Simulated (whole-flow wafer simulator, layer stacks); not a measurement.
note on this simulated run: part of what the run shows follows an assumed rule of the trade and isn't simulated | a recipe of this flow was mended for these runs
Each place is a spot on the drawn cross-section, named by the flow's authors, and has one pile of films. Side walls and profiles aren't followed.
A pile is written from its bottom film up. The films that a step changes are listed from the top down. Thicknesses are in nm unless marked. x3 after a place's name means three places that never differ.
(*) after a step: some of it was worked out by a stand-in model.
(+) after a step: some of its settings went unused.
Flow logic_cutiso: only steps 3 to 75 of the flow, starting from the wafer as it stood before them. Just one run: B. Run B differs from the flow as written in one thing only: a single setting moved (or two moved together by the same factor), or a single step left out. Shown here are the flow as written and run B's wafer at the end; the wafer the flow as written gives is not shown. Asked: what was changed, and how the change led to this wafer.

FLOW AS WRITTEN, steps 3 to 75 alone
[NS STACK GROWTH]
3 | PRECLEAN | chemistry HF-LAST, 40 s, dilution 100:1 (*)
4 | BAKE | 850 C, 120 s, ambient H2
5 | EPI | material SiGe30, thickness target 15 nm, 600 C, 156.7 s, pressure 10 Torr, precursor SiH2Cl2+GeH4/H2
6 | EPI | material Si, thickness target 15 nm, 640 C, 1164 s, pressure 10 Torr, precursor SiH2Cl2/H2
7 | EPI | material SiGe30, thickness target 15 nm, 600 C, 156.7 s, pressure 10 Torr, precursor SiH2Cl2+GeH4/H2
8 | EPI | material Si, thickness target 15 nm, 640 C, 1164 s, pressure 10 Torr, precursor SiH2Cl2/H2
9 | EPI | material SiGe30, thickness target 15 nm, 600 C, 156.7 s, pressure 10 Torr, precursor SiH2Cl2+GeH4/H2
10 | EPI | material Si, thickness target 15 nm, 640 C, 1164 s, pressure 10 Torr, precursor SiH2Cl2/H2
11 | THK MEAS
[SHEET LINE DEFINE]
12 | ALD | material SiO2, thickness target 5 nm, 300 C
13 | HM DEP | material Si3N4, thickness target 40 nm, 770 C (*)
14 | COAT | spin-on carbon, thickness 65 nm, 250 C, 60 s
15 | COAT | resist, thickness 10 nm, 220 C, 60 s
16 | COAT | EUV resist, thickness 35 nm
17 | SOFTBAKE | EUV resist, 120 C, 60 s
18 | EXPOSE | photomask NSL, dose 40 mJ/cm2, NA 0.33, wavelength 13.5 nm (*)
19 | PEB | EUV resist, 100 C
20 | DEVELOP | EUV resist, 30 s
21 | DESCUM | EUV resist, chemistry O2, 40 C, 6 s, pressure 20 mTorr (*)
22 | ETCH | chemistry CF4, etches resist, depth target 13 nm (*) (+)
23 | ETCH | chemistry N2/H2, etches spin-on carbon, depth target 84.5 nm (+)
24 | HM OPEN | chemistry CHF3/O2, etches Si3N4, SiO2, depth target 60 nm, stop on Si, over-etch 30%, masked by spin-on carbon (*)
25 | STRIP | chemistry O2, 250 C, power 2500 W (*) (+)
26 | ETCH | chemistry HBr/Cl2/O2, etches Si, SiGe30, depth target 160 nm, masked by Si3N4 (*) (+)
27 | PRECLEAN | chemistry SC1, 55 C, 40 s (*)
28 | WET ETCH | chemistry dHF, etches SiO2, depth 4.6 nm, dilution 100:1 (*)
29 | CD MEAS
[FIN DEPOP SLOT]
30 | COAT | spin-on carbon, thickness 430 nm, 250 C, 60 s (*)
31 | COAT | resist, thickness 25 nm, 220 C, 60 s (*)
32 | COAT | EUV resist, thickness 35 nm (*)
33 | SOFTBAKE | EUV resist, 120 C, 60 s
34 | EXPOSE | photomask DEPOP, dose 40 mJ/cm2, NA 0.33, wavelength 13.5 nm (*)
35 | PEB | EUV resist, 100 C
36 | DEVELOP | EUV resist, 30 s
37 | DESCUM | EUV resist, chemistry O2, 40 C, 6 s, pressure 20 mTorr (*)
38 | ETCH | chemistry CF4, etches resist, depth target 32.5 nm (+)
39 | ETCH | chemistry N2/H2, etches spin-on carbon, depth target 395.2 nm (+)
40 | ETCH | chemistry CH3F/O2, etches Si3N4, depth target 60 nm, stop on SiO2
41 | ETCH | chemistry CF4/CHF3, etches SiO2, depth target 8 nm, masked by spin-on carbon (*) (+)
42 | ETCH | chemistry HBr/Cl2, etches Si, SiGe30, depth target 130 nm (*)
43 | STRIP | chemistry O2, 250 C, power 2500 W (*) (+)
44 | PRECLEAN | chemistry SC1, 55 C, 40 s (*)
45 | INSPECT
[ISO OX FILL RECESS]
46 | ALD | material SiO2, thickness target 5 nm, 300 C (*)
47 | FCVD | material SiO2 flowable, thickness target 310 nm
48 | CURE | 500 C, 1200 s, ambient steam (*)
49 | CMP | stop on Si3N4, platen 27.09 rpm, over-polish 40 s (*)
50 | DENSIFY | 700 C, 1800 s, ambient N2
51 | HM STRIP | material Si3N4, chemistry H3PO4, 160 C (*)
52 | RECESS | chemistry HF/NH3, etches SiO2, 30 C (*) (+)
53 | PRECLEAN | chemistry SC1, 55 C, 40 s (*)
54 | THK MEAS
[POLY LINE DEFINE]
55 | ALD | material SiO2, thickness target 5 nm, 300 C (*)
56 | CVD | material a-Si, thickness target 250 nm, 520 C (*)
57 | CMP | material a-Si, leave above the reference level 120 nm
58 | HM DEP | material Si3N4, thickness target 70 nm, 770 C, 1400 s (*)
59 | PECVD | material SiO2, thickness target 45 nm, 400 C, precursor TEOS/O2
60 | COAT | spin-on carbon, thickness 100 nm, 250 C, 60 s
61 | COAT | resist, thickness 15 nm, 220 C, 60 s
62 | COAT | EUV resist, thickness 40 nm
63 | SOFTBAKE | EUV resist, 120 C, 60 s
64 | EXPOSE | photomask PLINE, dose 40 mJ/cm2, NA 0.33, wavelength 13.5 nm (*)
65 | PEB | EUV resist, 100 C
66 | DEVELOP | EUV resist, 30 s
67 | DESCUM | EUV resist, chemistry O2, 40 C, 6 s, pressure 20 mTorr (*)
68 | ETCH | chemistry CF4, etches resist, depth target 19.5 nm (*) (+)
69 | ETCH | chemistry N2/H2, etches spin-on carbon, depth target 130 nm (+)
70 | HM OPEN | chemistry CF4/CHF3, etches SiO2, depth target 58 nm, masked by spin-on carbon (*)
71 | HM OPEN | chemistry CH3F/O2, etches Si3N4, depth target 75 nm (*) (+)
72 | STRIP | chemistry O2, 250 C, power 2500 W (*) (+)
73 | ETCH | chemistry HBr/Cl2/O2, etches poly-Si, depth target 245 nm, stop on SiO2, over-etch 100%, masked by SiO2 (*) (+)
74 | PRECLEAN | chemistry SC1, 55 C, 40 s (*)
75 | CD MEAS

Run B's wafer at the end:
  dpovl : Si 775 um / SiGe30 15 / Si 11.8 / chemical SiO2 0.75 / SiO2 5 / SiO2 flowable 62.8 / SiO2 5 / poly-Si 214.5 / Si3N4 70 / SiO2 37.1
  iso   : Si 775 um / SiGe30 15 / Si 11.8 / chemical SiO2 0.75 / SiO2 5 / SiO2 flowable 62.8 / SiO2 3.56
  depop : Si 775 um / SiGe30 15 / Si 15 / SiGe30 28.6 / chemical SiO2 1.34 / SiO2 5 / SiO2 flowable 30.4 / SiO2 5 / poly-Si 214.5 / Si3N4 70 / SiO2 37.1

Cause: step 7, EPI: 712 C was run, while the flow as written has 600 C.

How this came from the change, step by step:
  7 | EPI | material SiGe30, thickness target 15 nm, 600 C, 156.7 s, pressure 10 Torr, precursor SiH2Cl2+GeH4/H2
      depop, dpovl, gfld and 19 more: SiGe30 gains 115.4 (new film) (it would be, as written: SiGe30 gains 15 (new film))
  26 | ETCH | chemistry HBr/Cl2/O2, etches Si, SiGe30, depth target 160 nm, masked by Si3N4 (*) (+)
      dpovl, gfld, gxf, iso, isow, lnri, nsgap: chemical SiO2 loses 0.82 (all of it), Si loses 12 (all of it), SiGe30 loses 15 (all of it), Si loses 15 (all of it), SiGe30 loses 115.4 (all of it), Si loses 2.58 (it would be, as written: chemical SiO2 loses 0.82 (all of it), Si loses 12 (all of it), SiGe30 loses 15 (all of it), Si loses 15 (all of it), SiGe30 loses 15 (all of it), Si loses 15 (all of it), SiGe30 loses 15 (all of it), Si loses 73)
  42 | ETCH | chemistry HBr/Cl2, etches Si, SiGe30, depth target 130 nm (*)
      depop: Si loses 13.8 (all of it), SiGe30 loses 15 (all of it), Si loses 15 (all of it), SiGe30 loses 86.2 (it would be, as written: Si loses 13.8 (all of it), SiGe30 loses 15 (all of it), Si loses 15 (all of it), SiGe30 loses 15 (all of it), Si loses 15 (all of it), SiGe30 loses 15 (all of it), Si loses 41.2)
  43 | STRIP | chemistry O2, 250 C, power 2500 W (*) (+)
      depop: chemical SiO2 gains 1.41 (new film), SiGe30 loses 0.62 (it would be, as written: chemical SiO2 gains 1.04 (new film), Si loses 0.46)
